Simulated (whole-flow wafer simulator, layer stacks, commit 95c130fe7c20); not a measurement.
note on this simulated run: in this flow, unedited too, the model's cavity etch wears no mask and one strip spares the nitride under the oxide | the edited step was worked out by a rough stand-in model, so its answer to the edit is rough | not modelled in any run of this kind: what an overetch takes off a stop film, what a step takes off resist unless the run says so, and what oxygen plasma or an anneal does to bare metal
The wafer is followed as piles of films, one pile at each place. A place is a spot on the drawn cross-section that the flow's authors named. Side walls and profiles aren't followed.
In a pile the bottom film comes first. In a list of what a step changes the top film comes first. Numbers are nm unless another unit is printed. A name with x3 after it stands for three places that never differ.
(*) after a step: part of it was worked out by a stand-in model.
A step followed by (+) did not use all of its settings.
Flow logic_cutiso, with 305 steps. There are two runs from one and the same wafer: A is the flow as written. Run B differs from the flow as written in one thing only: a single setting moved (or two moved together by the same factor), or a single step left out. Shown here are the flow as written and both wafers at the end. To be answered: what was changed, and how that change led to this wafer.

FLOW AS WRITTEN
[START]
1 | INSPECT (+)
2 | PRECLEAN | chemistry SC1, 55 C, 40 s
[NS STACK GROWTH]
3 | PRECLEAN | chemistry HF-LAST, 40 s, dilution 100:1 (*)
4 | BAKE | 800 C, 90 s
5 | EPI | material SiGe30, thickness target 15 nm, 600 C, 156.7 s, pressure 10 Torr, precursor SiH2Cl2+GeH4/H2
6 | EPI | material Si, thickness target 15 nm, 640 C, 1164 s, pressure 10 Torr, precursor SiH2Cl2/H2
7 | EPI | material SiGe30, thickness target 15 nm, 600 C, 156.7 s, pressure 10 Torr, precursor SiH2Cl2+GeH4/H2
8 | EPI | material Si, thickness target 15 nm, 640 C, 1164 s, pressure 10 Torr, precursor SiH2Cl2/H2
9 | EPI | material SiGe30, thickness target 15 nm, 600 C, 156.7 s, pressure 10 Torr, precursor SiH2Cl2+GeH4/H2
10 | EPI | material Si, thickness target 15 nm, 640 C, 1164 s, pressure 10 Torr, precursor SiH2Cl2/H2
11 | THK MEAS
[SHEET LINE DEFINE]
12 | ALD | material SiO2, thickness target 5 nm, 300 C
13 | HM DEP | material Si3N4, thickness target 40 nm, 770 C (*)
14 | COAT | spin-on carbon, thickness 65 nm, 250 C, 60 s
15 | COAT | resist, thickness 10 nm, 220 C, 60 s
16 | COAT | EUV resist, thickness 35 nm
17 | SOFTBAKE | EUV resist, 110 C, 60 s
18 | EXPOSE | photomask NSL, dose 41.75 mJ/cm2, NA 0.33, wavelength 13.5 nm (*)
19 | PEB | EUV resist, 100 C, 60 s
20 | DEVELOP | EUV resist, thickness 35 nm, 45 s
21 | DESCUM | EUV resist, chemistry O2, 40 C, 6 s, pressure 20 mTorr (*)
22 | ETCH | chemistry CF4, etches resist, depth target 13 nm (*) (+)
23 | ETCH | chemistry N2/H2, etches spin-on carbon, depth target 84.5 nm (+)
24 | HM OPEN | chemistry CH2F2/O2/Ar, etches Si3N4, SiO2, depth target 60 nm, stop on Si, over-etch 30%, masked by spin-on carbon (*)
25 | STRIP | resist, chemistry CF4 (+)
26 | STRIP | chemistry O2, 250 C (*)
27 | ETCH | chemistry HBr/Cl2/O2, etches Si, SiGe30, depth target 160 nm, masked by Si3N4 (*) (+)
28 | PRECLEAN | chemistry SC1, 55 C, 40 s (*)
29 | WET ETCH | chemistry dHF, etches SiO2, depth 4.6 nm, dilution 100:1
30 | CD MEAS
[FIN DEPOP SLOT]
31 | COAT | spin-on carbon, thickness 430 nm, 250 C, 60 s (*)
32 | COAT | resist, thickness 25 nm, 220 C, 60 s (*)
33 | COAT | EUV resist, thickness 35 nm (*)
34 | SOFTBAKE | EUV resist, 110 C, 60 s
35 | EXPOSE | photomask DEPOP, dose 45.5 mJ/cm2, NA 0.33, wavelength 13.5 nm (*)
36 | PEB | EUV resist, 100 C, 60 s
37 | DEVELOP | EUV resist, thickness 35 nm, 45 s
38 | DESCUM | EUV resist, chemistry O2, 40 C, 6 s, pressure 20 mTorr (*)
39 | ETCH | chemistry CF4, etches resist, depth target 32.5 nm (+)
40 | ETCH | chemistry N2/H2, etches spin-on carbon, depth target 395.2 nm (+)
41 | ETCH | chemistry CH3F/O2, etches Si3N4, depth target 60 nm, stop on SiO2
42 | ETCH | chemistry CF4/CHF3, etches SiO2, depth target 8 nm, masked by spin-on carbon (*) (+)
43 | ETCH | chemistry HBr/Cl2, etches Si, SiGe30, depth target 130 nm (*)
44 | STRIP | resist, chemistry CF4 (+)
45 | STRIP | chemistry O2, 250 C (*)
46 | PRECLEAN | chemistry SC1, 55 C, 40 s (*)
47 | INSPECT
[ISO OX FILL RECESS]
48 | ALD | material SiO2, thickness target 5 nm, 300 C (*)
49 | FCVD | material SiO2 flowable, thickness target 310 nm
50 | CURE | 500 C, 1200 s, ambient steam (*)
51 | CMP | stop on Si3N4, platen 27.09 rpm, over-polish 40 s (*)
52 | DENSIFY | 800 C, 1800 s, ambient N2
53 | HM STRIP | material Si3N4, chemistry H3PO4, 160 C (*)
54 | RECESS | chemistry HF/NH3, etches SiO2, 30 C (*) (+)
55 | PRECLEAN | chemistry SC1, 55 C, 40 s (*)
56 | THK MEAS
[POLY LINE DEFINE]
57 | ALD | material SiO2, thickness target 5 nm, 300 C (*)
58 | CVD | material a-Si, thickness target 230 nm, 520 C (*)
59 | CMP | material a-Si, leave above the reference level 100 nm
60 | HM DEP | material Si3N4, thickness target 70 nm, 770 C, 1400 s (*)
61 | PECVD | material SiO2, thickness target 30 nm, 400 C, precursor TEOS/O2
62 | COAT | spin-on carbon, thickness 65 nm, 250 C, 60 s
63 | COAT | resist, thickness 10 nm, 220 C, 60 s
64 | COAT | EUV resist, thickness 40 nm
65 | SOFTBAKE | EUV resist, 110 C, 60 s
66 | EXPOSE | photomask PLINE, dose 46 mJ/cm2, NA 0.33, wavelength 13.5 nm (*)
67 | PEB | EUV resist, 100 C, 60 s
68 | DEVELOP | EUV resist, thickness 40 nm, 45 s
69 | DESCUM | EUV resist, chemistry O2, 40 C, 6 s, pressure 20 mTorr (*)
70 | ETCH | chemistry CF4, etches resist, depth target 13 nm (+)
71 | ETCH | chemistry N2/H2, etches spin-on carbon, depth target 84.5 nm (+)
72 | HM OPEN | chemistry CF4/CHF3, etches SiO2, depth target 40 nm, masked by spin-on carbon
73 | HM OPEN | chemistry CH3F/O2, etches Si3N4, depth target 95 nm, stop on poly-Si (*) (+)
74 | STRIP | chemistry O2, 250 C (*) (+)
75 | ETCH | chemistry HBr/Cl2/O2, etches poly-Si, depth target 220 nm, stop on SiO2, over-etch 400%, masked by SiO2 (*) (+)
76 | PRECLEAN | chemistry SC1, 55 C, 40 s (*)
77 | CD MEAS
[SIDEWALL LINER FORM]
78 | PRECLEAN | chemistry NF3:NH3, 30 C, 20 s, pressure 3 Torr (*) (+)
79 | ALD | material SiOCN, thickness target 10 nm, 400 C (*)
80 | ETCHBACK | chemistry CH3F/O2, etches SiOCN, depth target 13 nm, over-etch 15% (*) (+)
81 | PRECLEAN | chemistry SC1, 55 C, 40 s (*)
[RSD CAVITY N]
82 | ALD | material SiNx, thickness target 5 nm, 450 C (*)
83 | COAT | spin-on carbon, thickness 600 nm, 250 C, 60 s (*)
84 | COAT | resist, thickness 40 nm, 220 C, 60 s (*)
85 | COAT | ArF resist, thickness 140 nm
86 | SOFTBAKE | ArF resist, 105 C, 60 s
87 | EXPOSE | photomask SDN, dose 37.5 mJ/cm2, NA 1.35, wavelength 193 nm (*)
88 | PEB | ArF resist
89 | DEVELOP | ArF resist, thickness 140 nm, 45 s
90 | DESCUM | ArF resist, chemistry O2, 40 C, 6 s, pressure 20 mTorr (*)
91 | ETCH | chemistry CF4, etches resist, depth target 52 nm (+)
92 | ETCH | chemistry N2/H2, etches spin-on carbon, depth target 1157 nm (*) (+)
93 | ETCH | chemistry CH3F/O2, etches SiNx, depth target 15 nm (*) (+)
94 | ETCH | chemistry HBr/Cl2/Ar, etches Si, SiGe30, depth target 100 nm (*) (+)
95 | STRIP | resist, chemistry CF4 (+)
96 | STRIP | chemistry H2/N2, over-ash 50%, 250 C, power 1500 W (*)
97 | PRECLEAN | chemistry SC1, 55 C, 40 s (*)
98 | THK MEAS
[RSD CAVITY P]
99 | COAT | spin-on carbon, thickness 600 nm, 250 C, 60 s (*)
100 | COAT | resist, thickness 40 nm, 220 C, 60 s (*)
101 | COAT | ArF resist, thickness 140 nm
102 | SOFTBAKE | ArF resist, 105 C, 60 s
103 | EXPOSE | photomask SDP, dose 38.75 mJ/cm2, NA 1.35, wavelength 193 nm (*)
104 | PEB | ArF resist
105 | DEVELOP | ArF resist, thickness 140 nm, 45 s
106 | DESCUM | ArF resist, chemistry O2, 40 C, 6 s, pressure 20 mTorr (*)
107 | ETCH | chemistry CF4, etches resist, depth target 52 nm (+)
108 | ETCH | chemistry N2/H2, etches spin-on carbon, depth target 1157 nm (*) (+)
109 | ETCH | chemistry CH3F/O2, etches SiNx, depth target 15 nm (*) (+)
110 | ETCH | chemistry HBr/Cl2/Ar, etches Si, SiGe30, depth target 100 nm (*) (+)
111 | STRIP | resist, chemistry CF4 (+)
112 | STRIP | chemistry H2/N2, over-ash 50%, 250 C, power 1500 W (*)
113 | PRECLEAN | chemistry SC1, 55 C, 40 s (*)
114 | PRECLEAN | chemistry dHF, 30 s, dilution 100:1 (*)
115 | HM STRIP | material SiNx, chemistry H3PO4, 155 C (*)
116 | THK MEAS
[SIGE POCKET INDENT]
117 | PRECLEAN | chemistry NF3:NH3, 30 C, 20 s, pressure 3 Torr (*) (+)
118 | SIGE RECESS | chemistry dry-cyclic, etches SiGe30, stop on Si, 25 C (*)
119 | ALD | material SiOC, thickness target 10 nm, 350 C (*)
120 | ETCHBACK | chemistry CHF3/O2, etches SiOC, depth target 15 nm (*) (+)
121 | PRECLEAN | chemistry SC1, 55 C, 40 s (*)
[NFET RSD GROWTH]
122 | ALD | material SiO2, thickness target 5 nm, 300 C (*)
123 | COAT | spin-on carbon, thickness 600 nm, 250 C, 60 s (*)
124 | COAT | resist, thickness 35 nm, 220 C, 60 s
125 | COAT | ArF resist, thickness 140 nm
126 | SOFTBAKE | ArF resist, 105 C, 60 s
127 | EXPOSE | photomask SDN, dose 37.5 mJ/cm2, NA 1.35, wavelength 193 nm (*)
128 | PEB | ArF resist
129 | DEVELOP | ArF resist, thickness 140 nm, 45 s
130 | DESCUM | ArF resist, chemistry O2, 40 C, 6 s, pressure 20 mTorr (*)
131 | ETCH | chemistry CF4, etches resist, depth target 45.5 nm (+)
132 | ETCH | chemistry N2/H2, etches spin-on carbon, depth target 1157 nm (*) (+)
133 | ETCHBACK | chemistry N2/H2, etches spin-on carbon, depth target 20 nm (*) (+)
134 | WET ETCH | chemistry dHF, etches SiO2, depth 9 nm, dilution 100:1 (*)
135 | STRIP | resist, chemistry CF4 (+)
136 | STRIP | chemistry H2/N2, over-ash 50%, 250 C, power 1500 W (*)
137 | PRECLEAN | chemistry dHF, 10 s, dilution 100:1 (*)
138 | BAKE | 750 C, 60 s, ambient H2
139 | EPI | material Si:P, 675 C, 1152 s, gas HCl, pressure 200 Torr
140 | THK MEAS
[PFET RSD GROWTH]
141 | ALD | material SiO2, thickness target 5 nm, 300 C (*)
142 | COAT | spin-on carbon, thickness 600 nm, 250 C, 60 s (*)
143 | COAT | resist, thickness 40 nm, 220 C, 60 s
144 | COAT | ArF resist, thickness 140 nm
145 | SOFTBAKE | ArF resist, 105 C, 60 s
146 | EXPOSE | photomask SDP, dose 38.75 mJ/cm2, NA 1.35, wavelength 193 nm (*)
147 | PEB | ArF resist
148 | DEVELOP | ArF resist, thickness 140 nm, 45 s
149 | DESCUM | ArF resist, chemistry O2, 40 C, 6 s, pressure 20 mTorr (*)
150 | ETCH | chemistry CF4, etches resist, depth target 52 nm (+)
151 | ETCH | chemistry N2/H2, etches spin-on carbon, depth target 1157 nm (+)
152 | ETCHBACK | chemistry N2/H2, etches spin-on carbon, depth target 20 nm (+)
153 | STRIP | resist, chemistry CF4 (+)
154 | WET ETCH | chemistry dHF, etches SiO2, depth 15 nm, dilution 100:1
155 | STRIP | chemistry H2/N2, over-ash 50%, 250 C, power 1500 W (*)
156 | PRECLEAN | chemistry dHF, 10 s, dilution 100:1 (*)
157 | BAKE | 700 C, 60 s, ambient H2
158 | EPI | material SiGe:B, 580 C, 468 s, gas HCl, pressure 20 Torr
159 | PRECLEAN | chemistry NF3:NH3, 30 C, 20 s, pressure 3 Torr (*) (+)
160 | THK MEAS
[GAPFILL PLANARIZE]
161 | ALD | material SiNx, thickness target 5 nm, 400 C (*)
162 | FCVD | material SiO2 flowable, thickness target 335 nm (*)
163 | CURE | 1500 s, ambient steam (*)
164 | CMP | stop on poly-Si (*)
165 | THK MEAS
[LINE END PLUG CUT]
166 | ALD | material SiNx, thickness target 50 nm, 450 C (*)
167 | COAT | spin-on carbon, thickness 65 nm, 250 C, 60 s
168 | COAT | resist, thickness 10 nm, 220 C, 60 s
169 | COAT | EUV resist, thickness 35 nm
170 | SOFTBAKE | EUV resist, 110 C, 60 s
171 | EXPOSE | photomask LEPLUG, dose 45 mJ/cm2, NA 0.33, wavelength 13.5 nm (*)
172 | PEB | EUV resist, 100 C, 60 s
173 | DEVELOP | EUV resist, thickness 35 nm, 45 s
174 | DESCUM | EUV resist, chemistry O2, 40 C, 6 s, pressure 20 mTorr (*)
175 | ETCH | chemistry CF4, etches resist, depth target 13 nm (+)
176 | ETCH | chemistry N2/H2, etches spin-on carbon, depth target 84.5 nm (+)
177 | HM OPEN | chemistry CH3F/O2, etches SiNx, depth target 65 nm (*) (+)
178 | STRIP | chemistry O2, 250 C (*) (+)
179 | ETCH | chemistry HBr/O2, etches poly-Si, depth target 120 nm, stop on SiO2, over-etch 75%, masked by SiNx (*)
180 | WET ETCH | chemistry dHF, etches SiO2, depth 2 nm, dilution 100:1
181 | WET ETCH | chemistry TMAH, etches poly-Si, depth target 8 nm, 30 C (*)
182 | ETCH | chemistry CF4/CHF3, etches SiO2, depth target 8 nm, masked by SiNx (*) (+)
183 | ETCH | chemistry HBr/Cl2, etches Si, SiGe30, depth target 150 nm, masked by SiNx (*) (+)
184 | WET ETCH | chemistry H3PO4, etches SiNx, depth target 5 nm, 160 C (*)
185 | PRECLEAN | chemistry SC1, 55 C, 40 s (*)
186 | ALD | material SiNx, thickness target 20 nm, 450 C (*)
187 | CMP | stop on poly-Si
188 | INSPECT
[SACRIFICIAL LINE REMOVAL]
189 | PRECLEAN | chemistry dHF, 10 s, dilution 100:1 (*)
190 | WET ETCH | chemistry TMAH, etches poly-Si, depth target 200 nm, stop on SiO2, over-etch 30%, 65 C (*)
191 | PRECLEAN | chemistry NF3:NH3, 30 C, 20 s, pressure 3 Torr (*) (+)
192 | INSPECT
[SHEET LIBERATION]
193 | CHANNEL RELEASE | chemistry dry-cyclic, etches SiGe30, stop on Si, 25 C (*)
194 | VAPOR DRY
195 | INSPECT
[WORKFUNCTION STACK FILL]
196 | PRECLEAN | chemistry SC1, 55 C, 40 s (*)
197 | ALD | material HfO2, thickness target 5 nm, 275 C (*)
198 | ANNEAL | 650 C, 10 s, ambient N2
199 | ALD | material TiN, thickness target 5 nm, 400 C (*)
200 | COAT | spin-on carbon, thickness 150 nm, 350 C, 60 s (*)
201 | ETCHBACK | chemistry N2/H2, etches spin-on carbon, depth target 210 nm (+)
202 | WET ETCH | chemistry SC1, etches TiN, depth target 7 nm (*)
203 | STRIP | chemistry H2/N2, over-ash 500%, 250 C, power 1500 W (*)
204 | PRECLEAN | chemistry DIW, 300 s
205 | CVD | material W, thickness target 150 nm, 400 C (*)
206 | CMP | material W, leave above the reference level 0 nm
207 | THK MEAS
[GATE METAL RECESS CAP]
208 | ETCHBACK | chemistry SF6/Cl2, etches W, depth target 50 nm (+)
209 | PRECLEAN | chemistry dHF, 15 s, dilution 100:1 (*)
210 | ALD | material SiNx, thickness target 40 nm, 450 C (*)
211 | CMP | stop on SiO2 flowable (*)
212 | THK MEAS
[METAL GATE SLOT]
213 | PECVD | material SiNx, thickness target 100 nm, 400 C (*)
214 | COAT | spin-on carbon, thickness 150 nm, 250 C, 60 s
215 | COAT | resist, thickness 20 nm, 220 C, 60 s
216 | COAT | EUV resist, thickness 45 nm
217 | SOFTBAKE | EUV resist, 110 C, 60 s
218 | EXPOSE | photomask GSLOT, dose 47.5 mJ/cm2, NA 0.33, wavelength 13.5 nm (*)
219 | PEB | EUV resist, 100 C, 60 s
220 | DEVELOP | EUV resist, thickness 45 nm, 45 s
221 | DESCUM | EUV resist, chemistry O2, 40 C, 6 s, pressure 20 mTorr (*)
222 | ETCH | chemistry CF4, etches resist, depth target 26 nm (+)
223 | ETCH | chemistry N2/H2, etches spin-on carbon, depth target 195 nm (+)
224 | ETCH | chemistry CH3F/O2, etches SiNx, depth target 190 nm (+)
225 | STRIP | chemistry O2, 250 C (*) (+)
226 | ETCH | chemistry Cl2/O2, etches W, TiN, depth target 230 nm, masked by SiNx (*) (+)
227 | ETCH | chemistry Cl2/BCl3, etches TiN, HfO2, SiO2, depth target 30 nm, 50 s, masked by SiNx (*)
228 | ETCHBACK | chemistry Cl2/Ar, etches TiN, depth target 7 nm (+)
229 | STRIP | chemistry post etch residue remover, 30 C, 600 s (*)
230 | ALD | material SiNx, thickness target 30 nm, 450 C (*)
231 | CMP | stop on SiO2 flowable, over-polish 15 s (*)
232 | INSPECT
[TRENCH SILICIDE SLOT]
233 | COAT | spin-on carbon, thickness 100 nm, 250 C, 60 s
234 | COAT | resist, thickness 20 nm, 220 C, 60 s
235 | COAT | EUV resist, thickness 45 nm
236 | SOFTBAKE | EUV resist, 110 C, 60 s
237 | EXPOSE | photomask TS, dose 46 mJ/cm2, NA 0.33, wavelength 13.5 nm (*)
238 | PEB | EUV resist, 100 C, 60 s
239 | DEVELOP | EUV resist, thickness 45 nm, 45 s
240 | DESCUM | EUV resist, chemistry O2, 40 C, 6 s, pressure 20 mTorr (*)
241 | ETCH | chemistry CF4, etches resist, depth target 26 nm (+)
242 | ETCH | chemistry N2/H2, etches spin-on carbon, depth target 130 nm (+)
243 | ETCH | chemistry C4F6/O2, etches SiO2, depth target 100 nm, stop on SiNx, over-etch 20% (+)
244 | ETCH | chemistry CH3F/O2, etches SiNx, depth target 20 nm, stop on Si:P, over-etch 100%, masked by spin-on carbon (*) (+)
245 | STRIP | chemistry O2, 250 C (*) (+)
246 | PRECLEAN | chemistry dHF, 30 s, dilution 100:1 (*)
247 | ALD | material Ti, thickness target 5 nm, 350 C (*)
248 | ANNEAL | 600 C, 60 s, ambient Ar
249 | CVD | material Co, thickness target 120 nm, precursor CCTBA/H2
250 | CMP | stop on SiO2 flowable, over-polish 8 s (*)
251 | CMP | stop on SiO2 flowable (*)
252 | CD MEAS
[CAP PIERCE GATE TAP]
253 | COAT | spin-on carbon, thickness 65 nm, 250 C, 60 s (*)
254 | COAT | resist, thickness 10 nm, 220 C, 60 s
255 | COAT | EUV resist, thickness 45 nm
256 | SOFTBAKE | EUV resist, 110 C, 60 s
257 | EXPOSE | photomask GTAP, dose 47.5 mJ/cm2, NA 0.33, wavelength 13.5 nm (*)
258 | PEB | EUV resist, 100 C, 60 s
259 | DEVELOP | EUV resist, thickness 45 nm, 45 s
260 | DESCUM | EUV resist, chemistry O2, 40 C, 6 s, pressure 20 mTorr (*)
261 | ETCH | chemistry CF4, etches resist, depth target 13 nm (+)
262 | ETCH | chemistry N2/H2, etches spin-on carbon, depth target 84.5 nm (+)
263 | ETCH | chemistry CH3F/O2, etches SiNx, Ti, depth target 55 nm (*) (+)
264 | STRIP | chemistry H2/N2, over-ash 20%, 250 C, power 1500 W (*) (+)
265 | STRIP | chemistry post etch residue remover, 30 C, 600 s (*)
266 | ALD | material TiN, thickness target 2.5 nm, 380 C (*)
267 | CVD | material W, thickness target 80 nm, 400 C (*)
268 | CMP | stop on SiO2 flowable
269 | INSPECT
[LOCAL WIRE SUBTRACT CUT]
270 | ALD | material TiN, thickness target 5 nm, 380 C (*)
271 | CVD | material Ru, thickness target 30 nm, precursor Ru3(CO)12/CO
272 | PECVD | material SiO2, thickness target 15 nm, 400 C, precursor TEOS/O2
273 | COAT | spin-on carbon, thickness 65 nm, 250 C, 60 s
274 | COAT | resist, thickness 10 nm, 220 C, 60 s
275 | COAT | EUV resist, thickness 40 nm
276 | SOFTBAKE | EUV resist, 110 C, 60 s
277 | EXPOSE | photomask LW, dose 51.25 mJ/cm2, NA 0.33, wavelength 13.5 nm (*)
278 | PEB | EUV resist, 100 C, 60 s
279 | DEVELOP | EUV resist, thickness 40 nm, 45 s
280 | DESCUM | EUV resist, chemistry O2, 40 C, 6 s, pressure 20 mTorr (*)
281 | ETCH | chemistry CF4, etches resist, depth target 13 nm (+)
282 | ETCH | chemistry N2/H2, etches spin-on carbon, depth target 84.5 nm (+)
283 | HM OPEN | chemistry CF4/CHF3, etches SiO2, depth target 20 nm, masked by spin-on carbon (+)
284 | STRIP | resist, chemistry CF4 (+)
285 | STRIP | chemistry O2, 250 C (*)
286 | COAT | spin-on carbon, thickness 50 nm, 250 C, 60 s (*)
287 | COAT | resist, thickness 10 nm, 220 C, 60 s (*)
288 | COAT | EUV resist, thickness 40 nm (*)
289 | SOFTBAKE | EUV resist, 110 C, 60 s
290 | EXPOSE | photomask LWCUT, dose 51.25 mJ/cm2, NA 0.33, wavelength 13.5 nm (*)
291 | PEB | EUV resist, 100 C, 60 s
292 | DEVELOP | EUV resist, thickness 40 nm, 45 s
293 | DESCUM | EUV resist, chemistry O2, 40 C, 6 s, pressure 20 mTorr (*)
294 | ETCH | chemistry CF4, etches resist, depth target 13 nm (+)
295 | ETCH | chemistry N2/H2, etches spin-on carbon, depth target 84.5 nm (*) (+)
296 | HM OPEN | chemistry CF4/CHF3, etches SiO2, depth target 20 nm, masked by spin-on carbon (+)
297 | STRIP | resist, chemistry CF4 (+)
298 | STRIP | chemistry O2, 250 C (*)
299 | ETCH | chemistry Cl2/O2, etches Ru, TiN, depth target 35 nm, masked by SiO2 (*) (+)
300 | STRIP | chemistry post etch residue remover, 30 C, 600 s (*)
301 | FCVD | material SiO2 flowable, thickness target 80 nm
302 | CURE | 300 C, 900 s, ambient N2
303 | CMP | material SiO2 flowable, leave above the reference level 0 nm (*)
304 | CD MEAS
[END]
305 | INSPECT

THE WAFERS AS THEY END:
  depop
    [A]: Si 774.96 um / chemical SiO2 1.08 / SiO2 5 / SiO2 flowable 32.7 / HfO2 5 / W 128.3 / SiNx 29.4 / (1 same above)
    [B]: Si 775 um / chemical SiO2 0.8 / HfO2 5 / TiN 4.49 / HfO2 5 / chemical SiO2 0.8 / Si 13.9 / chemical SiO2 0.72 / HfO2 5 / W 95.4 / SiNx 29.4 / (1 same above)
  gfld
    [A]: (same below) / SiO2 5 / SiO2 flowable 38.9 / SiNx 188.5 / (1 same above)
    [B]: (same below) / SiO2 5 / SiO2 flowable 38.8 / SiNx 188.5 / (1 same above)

Cause: step 43, ETCH: depth target 55.2 nm was run, whereas the flow has depth target 130 nm.

How this came from the change, step by step:
  43 | ETCH | chemistry HBr/Cl2, etches Si, SiGe30, depth target 130 nm (*)
      depop: A Si loses 14 (all of it), SiGe30 loses 15 (all of it), Si loses 15 (all of it), SiGe30 loses 15 (all of it), Si loses 15 (all of it), SiGe30 loses 15 (all of it), Si loses 41 | B Si loses 14 (all of it), SiGe30 loses 15 (all of it), Si loses 15 (all of it), SiGe30 loses 11.2
      dpovl, gl, glp and 16 more: A spin-on carbon loses 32 | B spin-on carbon loses 17
      (as well as at 2 more places)
  45 | STRIP | chemistry O2, 250 C (*)
      depop: A chemical SiO2 gains 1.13 (new film), Si loses 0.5 | B chemical SiO2 gains 1.54 (new film), SiGe30 loses 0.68
      gfld, lnri: A chemical SiO2 gains 0.82 (new film), spin-on carbon loses 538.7 (all of it), Si loses 0.36 | B chemical SiO2 gains 0.82 (new film), spin-on carbon loses 553.7 (all of it), Si loses 0.36
      (as well as at 19 more places)
  49 | FCVD | material SiO2 flowable, thickness target 310 nm
      depop: A SiO2 flowable gains 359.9 (new film) | B SiO2 flowable gains 292.7 (new film)
      ns: A SiO2 flowable gains 201.3 (new film) | B SiO2 flowable gains 209.2 (new film)
  51 | CMP | stop on Si3N4, platen 27.09 rpm, over-polish 40 s (*)
      depop: A SiO2 flowable loses 200.5 | B SiO2 flowable loses 208.3
      dpovl: A SiO2 flowable loses 200.4 | B SiO2 flowable loses 208.2
      (as well as at 3 more places)
  52 | DENSIFY | 800 C, 1800 s, ambient N2
      depop: A SiO2 flowable loses 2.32 | B SiO2 flowable loses 1.06
  54 | RECESS | chemistry HF/NH3, etches SiO2, 30 C (*) (+)
      depop: A SiO2 flowable loses 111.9 | B SiO2 flowable loses 73.5 (all of it), SiO2 loses 5 (all of it), chemical SiO2 loses 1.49 (all of it)
  55 | PRECLEAN | chemistry SC1, 55 C, 40 s (*)
      depop: A SiO2 flowable loses 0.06 | B chemical SiO2 gains 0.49 (new film), SiGe30 loses 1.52
  58 | CVD | material a-Si, thickness target 230 nm, 520 C (*)
      depop: A a-Si gains 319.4 (new film) | B a-Si gains 287.3 (new film)
  60 | HM DEP | material Si3N4, thickness target 70 nm, 770 C, 1400 s (*)
      depop: A Si3N4 gains 70 (new film), poly-Si gains 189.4 (new film), a-Si loses 189.4 (all of it) | B Si3N4 gains 70 (new film), poly-Si gains 157.3 (new film), a-Si loses 157.3 (all of it)
  190 | WET ETCH | chemistry TMAH, etches poly-Si, depth target 200 nm, stop on SiO2, over-etch 30%, 65 C (*)
      depop: A poly-Si loses 189.4 (all of it) | B poly-Si loses 157.3 (all of it)
  191 | PRECLEAN | chemistry NF3:NH3, 30 C, 20 s, pressure 3 Torr (*) (+)
      depop: A SiO2 loses 5 (all of it), SiO2 flowable loses 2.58 | B SiO2 loses 5 (all of it), chemical SiO2 loses 0.49 (all of it)
  193 | CHANNEL RELEASE | chemistry dry-cyclic, etches SiGe30, stop on Si, 25 C (*)
      depop: A nothing | B chemical SiO2 gains 0.8 (new film), SiGe30 loses 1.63 (all of it), Si loses 1.08, chemical SiO2 gains 0.8 (new film), cavity gains 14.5 (new film), chemical SiO2 gains 0.8 (new film), SiGe30 loses 15 (all of it), Si loses 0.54
  197 | ALD | material HfO2, thickness target 5 nm, 275 C (*)
      depop: A HfO2 gains 5 (new film) | B HfO2 gains 5 (new film), HfO2 gains 5 (new film), cavity loses 10, HfO2 gains 5 (new film)
  199 | ALD | material TiN, thickness target 5 nm, 400 C (*)
      depop: A TiN gains 5 (new film) | B TiN gains 5 (new film), TiN gains 4.49 (new film), cavity loses 4.49 (all of it)
  200 | COAT | spin-on carbon, thickness 150 nm, 350 C, 60 s (*)
      depop: A spin-on carbon gains 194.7 (new film) | B spin-on carbon gains 166.3 (new film)
      dpovl: A spin-on carbon gains 194.8 (new film) | B spin-on carbon gains 199.1 (new film)
      (as well as at 2 more places)
  201 | ETCHBACK | chemistry N2/H2, etches spin-on carbon, depth target 210 nm (+)
      depop: A spin-on carbon loses 194.7 (all of it) | B spin-on carbon loses 166.3 (all of it)
      dpovl: A spin-on carbon loses 194.8 (all of it) | B spin-on carbon loses 199.1 (all of it)
      (as well as at 2 more places)
  205 | CVD | material W, thickness target 150 nm, 400 C (*)
      depop: A W gains 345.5 (new film) | B W gains 312.7 (new film)
With metal films that touch counted as one body, depop has 2 bodies (between them, from the top down: HfO2 5 / chemical SiO2 0.72 / Si 13.9 / chemical SiO2 0.8 / HfO2 5); the flow as written gives 1 body.
